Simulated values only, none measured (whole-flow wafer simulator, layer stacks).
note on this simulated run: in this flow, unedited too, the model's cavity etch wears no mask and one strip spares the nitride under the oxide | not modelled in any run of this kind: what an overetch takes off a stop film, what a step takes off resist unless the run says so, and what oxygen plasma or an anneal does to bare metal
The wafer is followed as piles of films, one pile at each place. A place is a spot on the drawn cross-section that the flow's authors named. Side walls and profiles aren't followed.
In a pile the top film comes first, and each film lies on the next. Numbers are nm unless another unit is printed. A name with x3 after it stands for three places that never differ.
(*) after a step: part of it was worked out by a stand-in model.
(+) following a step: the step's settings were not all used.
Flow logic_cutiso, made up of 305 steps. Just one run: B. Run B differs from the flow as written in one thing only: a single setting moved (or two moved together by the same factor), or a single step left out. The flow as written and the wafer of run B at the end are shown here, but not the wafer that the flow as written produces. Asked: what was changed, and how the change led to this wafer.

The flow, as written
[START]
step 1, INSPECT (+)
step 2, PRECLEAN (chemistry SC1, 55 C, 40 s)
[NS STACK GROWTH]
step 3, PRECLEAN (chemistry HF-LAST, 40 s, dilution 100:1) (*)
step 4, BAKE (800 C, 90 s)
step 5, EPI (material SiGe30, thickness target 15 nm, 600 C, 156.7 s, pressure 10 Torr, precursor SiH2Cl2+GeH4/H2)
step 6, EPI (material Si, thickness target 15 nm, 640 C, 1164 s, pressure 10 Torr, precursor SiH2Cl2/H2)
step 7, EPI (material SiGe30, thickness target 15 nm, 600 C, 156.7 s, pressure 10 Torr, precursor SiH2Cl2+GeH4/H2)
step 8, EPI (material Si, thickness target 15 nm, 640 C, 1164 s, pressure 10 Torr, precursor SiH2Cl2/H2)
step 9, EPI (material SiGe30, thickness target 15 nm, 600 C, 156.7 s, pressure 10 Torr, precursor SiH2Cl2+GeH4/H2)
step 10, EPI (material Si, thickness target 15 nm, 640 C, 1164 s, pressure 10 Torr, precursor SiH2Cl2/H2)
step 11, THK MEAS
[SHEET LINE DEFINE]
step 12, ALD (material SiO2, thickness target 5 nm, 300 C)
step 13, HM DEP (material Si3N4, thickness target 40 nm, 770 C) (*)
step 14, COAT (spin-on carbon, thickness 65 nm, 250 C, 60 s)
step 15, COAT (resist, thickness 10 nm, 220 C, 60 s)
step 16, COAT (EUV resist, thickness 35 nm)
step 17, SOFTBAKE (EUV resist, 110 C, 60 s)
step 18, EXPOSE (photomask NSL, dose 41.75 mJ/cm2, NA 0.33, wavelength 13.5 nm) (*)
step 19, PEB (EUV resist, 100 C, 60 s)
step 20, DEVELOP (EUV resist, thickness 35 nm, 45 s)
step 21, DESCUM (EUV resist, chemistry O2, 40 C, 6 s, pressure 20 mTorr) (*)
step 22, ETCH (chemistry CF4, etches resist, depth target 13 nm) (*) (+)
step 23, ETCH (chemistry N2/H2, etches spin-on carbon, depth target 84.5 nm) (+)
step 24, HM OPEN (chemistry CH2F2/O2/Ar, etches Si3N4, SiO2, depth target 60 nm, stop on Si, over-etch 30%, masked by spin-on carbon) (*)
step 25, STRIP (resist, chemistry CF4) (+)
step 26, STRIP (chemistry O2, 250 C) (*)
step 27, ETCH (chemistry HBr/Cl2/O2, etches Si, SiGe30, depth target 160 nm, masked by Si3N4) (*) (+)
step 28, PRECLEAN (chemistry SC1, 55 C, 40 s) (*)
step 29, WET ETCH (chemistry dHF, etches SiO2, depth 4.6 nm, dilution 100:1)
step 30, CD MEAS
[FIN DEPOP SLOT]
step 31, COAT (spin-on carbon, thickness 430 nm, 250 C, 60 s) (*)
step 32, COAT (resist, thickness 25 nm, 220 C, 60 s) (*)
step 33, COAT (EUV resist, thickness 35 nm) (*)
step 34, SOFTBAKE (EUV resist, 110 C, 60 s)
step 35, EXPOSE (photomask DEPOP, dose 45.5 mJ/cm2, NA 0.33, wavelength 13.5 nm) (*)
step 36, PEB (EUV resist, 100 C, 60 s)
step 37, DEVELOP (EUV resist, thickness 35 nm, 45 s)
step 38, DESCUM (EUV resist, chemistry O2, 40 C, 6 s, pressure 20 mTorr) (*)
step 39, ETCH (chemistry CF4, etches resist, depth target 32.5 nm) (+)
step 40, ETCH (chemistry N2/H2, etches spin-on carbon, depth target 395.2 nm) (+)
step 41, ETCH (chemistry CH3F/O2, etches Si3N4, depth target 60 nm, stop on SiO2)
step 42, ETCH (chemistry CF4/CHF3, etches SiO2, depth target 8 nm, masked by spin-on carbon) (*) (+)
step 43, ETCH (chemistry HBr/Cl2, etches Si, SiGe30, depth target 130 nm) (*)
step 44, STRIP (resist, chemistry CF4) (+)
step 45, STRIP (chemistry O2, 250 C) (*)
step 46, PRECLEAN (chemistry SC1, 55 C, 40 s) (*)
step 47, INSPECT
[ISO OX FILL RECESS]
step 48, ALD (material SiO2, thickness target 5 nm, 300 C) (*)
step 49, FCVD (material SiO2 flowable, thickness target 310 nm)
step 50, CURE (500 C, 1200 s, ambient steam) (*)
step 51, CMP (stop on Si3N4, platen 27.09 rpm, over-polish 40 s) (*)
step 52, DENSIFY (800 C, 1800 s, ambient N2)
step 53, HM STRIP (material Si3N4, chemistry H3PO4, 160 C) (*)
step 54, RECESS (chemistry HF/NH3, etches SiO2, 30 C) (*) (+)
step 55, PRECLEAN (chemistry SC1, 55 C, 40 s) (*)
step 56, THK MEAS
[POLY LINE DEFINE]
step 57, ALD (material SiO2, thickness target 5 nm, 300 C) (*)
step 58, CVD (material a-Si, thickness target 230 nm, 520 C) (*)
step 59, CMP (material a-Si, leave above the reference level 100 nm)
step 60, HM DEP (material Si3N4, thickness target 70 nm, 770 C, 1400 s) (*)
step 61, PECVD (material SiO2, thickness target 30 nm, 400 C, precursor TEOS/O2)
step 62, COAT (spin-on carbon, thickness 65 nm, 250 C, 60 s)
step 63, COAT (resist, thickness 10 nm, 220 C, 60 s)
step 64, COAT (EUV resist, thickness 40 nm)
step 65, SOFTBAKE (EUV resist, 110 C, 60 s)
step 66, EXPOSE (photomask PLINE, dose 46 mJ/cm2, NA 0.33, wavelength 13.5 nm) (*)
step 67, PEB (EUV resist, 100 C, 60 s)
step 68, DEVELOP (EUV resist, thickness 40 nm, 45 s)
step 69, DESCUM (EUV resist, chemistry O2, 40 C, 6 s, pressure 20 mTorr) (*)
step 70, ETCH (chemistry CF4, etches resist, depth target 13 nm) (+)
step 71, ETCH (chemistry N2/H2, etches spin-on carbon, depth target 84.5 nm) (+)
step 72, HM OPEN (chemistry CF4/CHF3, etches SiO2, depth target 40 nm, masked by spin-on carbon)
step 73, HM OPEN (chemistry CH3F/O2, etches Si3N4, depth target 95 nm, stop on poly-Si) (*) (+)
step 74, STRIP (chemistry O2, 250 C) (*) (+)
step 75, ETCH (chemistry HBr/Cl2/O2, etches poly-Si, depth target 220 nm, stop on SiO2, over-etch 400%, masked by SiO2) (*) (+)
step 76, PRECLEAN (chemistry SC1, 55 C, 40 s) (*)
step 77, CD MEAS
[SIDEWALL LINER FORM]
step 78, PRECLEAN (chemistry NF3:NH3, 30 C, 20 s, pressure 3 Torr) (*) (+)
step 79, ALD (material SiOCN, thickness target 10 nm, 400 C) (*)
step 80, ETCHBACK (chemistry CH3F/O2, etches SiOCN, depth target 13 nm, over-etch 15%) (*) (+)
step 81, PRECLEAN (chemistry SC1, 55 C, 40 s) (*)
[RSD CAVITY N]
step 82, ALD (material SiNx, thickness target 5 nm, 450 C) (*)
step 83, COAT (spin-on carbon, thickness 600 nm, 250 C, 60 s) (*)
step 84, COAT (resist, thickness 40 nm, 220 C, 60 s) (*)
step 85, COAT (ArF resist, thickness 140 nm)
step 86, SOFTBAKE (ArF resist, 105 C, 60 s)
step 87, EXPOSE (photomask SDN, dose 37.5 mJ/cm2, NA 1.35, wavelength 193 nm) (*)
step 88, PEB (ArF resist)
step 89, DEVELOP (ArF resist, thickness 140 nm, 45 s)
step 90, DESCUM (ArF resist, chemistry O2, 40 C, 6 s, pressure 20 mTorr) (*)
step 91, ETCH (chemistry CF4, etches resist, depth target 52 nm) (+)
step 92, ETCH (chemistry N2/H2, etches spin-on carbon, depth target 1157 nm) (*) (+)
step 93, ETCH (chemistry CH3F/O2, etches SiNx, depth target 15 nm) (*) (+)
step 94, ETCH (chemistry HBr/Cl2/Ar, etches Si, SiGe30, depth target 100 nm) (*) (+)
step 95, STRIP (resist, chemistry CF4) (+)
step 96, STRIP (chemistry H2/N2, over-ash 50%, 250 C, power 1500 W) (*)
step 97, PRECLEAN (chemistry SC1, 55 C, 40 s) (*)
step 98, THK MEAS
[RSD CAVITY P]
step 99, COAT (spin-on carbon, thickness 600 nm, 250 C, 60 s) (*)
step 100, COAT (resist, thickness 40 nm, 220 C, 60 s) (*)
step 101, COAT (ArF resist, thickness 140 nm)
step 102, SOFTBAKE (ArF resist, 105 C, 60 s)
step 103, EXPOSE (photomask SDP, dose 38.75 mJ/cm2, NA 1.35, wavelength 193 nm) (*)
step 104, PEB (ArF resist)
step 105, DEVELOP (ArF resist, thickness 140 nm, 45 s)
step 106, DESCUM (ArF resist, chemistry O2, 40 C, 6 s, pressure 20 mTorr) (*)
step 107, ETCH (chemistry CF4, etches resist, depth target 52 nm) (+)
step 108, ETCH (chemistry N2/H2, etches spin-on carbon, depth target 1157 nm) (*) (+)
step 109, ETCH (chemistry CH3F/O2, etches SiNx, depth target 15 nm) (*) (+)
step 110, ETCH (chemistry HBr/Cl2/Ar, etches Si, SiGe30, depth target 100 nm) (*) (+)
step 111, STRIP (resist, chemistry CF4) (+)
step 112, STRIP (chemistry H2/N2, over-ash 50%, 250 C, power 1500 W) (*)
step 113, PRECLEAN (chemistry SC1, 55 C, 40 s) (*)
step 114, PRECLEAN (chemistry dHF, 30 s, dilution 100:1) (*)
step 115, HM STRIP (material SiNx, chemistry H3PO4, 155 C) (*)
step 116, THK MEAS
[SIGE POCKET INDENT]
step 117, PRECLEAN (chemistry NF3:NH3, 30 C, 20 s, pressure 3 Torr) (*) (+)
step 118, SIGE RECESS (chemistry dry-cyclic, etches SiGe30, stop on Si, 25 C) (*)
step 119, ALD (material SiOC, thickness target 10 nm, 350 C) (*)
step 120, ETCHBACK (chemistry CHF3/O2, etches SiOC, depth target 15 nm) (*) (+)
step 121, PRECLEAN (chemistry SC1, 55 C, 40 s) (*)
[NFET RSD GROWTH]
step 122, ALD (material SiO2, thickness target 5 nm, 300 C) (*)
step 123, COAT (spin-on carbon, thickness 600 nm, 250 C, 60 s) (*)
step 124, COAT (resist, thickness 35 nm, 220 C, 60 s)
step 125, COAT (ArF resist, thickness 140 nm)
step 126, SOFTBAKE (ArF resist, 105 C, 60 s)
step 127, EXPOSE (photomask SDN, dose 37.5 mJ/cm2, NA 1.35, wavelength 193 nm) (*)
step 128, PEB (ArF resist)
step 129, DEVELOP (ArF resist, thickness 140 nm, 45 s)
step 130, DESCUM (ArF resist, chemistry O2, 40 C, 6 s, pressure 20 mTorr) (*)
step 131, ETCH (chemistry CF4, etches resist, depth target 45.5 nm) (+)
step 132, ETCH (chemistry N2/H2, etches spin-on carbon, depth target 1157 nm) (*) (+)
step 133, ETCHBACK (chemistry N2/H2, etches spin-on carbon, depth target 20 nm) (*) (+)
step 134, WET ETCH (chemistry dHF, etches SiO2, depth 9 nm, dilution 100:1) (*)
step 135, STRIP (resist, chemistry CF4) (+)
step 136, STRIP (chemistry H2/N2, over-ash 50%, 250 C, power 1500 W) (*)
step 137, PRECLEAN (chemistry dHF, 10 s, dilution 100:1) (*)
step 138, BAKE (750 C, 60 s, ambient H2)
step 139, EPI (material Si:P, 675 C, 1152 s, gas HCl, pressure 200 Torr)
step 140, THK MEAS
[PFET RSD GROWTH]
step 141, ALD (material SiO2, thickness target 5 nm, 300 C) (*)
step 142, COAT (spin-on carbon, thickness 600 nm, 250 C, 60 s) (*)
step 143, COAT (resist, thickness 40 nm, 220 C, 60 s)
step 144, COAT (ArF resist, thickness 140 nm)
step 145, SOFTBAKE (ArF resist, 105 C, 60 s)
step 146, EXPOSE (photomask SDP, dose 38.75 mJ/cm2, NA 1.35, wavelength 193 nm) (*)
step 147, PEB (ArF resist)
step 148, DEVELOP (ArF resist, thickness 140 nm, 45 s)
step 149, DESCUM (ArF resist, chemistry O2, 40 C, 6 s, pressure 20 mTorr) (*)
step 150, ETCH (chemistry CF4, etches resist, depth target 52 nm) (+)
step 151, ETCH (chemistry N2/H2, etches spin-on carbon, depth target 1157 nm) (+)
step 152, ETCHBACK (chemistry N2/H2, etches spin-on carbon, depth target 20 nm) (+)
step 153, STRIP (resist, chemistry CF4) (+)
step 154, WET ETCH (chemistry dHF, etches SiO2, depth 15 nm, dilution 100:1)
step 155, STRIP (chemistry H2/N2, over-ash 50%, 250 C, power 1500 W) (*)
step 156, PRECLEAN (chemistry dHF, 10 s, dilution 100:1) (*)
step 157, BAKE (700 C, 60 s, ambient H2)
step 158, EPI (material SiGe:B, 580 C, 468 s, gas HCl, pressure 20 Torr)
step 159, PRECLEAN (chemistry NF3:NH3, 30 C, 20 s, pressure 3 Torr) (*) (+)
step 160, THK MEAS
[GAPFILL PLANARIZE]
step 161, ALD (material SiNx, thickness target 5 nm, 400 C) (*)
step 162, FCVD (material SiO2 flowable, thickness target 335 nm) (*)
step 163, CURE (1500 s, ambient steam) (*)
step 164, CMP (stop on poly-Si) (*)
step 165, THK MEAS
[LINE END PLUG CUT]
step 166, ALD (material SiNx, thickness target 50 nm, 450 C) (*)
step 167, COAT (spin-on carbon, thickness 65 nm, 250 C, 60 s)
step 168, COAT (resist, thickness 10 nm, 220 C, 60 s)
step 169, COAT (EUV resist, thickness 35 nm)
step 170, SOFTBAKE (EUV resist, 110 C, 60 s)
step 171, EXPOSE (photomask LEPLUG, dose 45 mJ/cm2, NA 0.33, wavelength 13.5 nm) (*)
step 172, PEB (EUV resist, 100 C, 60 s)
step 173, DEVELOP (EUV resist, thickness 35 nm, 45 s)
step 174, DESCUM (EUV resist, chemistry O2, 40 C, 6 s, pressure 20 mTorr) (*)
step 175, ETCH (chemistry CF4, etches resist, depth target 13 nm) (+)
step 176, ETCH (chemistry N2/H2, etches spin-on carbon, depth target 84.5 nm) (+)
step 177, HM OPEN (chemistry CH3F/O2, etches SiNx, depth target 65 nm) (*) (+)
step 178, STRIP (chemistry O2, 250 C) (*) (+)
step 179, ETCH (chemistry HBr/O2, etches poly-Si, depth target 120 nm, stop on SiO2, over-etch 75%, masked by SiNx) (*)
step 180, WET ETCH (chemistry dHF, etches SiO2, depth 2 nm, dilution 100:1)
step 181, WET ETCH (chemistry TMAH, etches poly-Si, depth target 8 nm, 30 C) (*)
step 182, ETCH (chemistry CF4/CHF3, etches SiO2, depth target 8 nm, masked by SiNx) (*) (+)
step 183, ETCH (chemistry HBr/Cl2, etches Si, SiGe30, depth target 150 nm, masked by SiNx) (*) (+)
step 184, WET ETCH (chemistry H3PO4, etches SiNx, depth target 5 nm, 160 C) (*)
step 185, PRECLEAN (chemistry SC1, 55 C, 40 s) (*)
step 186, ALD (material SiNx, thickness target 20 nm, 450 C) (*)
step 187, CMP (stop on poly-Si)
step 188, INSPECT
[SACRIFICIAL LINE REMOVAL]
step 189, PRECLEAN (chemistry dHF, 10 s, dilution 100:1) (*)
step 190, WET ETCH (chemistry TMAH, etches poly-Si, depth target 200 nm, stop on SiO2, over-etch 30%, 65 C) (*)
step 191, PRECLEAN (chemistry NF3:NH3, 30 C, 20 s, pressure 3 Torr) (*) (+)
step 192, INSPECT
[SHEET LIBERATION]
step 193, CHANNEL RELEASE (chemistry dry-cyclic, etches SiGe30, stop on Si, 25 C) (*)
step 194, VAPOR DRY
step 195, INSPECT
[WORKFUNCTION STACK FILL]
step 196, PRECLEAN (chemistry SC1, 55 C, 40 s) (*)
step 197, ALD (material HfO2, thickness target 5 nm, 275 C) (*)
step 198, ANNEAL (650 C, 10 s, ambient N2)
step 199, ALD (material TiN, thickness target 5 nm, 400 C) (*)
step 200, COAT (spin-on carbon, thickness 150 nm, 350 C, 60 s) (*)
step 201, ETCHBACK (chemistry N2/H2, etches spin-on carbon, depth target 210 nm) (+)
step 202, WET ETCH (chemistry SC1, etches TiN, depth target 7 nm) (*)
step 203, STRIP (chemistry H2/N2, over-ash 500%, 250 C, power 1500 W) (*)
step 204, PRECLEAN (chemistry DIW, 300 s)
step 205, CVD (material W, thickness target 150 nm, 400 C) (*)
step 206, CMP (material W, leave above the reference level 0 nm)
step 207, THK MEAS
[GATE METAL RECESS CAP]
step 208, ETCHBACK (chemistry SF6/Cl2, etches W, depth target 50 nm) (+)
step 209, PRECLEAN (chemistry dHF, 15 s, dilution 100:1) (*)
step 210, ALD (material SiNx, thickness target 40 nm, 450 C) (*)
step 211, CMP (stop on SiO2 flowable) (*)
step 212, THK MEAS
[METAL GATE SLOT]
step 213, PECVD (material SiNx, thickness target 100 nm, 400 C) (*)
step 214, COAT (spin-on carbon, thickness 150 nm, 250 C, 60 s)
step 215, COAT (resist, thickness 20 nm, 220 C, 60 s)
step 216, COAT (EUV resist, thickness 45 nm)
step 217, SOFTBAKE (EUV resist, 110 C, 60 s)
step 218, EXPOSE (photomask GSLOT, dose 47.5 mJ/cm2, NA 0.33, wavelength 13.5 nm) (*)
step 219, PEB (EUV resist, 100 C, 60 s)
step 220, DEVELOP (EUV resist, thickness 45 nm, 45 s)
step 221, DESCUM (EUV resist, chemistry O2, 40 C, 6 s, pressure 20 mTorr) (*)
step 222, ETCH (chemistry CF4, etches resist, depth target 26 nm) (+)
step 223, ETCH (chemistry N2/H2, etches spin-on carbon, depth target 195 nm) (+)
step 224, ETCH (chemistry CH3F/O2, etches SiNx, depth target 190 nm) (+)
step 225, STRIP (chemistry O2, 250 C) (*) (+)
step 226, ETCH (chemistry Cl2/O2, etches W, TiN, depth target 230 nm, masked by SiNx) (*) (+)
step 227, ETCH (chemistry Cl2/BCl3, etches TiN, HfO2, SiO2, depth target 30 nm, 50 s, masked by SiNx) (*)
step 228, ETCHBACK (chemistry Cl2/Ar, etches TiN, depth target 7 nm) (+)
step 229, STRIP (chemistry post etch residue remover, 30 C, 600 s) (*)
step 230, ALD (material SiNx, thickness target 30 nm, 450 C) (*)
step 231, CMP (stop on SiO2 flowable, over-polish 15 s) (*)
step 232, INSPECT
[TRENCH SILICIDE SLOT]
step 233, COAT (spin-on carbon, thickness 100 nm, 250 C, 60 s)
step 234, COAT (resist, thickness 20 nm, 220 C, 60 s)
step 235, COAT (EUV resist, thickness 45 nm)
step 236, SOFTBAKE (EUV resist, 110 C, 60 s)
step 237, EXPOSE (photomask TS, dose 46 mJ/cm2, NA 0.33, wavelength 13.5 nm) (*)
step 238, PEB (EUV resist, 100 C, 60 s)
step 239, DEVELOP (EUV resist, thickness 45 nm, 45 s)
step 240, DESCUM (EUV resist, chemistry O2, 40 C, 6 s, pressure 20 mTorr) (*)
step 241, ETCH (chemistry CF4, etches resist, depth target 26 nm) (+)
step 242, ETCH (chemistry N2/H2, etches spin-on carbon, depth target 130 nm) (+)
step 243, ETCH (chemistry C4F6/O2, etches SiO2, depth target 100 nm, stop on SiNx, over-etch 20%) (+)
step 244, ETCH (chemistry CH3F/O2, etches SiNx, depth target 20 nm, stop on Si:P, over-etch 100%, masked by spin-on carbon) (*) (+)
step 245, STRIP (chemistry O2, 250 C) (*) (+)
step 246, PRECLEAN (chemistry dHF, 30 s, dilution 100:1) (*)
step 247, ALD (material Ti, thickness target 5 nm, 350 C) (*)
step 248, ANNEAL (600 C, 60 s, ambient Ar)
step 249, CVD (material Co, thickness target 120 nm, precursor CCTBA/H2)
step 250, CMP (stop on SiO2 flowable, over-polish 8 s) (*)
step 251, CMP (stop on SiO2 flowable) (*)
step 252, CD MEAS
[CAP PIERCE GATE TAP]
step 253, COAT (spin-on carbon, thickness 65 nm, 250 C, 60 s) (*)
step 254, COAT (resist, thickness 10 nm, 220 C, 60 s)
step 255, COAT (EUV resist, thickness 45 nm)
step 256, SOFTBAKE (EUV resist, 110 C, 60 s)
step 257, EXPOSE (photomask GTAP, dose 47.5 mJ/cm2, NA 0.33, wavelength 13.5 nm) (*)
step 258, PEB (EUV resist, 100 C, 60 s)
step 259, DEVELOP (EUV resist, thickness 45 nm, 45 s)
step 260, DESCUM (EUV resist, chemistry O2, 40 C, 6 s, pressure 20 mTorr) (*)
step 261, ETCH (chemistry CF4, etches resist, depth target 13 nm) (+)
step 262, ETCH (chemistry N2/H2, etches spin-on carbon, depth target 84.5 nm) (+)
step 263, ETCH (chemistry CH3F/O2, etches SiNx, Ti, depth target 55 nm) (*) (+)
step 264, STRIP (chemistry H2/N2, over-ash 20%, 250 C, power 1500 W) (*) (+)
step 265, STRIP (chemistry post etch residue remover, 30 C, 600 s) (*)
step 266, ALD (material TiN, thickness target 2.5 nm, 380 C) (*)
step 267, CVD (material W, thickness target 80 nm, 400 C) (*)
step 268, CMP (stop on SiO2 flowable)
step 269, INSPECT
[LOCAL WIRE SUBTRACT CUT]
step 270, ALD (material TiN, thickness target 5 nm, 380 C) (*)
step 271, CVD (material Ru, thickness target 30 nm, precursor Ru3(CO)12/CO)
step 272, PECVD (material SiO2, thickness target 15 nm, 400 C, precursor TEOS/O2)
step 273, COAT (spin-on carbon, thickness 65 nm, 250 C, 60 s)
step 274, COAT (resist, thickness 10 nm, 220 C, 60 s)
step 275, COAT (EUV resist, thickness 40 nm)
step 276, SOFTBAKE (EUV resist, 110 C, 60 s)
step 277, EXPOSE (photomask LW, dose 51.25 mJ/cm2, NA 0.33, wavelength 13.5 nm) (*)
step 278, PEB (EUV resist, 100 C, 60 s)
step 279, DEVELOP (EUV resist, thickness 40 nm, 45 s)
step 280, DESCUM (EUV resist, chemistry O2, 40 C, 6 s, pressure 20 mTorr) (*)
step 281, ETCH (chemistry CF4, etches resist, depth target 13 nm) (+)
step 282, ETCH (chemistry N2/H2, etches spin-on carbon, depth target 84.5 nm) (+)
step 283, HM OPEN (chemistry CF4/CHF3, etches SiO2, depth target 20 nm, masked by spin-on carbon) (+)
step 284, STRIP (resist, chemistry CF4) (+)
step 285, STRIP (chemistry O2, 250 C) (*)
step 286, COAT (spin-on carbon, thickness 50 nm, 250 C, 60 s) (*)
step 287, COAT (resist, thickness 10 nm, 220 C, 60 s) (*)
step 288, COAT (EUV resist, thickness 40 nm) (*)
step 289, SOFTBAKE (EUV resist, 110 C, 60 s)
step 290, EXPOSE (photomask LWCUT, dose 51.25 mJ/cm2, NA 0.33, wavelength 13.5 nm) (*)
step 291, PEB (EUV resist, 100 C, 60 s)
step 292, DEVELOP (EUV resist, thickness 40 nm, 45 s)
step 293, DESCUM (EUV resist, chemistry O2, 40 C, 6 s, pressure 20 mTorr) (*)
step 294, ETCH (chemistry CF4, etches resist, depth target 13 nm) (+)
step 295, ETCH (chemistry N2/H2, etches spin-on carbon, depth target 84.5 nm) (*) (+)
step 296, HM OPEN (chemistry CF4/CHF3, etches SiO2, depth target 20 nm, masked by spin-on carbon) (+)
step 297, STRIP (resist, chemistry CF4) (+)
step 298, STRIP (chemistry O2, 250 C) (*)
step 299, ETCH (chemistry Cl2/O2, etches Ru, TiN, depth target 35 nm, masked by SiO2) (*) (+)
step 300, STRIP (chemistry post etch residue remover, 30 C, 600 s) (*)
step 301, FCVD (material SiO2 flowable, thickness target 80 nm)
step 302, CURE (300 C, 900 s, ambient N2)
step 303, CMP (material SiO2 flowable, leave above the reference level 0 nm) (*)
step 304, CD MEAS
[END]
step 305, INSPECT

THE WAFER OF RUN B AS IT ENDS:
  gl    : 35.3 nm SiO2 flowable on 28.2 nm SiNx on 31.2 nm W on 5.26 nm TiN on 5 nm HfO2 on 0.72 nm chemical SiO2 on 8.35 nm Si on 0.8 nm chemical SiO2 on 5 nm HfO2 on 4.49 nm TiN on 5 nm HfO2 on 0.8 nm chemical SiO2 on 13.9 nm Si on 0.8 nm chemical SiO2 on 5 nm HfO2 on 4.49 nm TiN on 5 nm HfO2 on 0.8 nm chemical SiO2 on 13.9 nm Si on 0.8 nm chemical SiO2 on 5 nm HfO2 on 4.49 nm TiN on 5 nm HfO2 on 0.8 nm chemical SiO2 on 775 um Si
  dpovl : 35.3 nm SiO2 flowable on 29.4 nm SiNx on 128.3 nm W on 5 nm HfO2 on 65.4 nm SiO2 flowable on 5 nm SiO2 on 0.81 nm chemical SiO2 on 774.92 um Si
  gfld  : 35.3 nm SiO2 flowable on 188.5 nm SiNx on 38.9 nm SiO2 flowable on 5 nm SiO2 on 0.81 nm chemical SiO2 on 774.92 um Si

Cause: step 10, EPI: 815.1 s was run, though the flow has 1164 s.

How this came from the change, step by step:
  step 10, EPI (material Si, thickness target 15 nm, 640 C, 1164 s, pressure 10 Torr, precursor SiH2Cl2/H2)
      depop, dpovl, gfld and 19 more: Si gains 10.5 (new film) (as written it would have been: Si gains 15 (new film))
  step 27, ETCH (chemistry HBr/Cl2/O2, etches Si, SiGe30, depth target 160 nm, masked by Si3N4) (*) (+)
      gfld, gxf, iso, lnri: chemical SiO2 loses 0.79 (all of it), Si loses 6.85 (all of it), SiGe30 loses 15 (all of it), Si loses 15 (all of it), SiGe30 loses 15 (all of it), Si loses 15 (all of it), SiGe30 loses 15 (all of it), Si loses 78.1 (as written it would have been: chemical SiO2 loses 0.79 (all of it), Si loses 11.4 (all of it), SiGe30 loses 15 (all of it), Si loses 15 (all of it), SiGe30 loses 15 (all of it), Si loses 15 (all of it), SiGe30 loses 15 (all of it), Si loses 73.6)
      dpovl, nsgap: chemical SiO2 loses 0.79 (all of it), Si loses 7.25 (all of it), SiGe30 loses 15 (all of it), Si loses 15 (all of it), SiGe30 loses 15 (all of it), Si loses 15 (all of it), SiGe30 loses 15 (all of it), Si loses 77.7 (as written it would have been: chemical SiO2 loses 0.79 (all of it), Si loses 11.8 (all of it), SiGe30 loses 15 (all of it), Si loses 15 (all of it), SiGe30 loses 15 (all of it), Si loses 15 (all of it), SiGe30 loses 15 (all of it), Si loses 73.2)
      (as well as at 1 more place)
  step 43, ETCH (chemistry HBr/Cl2, etches Si, SiGe30, depth target 130 nm) (*)
      depop: Si loses 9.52 (all of it), SiGe30 loses 15 (all of it), Si loses 15 (all of it), SiGe30 loses 15 (all of it), Si loses 15 (all of it), SiGe30 loses 15 (all of it), Si loses 45.5 (as written it would have been: Si loses 14 (all of it), SiGe30 loses 15 (all of it), Si loses 15 (all of it), SiGe30 loses 15 (all of it), Si loses 15 (all of it), SiGe30 loses 15 (all of it), Si loses 41)
  step 94, ETCH (chemistry HBr/Cl2/Ar, etches Si, SiGe30, depth target 100 nm) (*) (+)
      rsdn, rsdx: chemical SiO2 loses 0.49 (all of it), Si loses 8.32 (all of it), SiGe30 loses 15 (all of it), Si loses 15 (all of it), SiGe30 loses 15 (all of it), Si loses 15 (all of it), SiGe30 loses 15 (all of it), Si loses 16.7 (as written it would have been: chemical SiO2 loses 0.49 (all of it), Si loses 12.8 (all of it), SiGe30 loses 15 (all of it), Si loses 15 (all of it), SiGe30 loses 15 (all of it), Si loses 15 (all of it), SiGe30 loses 15 (all of it), Si loses 12.2)
  step 110, ETCH (chemistry HBr/Cl2/Ar, etches Si, SiGe30, depth target 100 nm) (*) (+)
      rsdp, rsdw: chemical SiO2 loses 0.49 (all of it), Si loses 8.32 (all of it), SiGe30 loses 15 (all of it), Si loses 15 (all of it), SiGe30 loses 15 (all of it), Si loses 15 (all of it), SiGe30 loses 15 (all of it), Si loses 16.7 (as written it would have been: chemical SiO2 loses 0.49 (all of it), Si loses 12.8 (all of it), SiGe30 loses 15 (all of it), Si loses 15 (all of it), SiGe30 loses 15 (all of it), Si loses 15 (all of it), SiGe30 loses 15 (all of it), Si loses 12.2)
  step 183, ETCH (chemistry HBr/Cl2, etches Si, SiGe30, depth target 150 nm, masked by SiNx) (*) (+)
      plug: Si loses 9.05 (all of it), SiGe30 loses 15 (all of it), Si loses 15 (all of it), SiGe30 loses 15 (all of it), Si loses 15 (all of it), SiGe30 loses 15 (all of it), Si loses 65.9 (as written it would have been: Si loses 13.6 (all of it), SiGe30 loses 15 (all of it), Si loses 15 (all of it), SiGe30 loses 15 (all of it), Si loses 15 (all of it), SiGe30 loses 15 (all of it), Si loses 61.4)
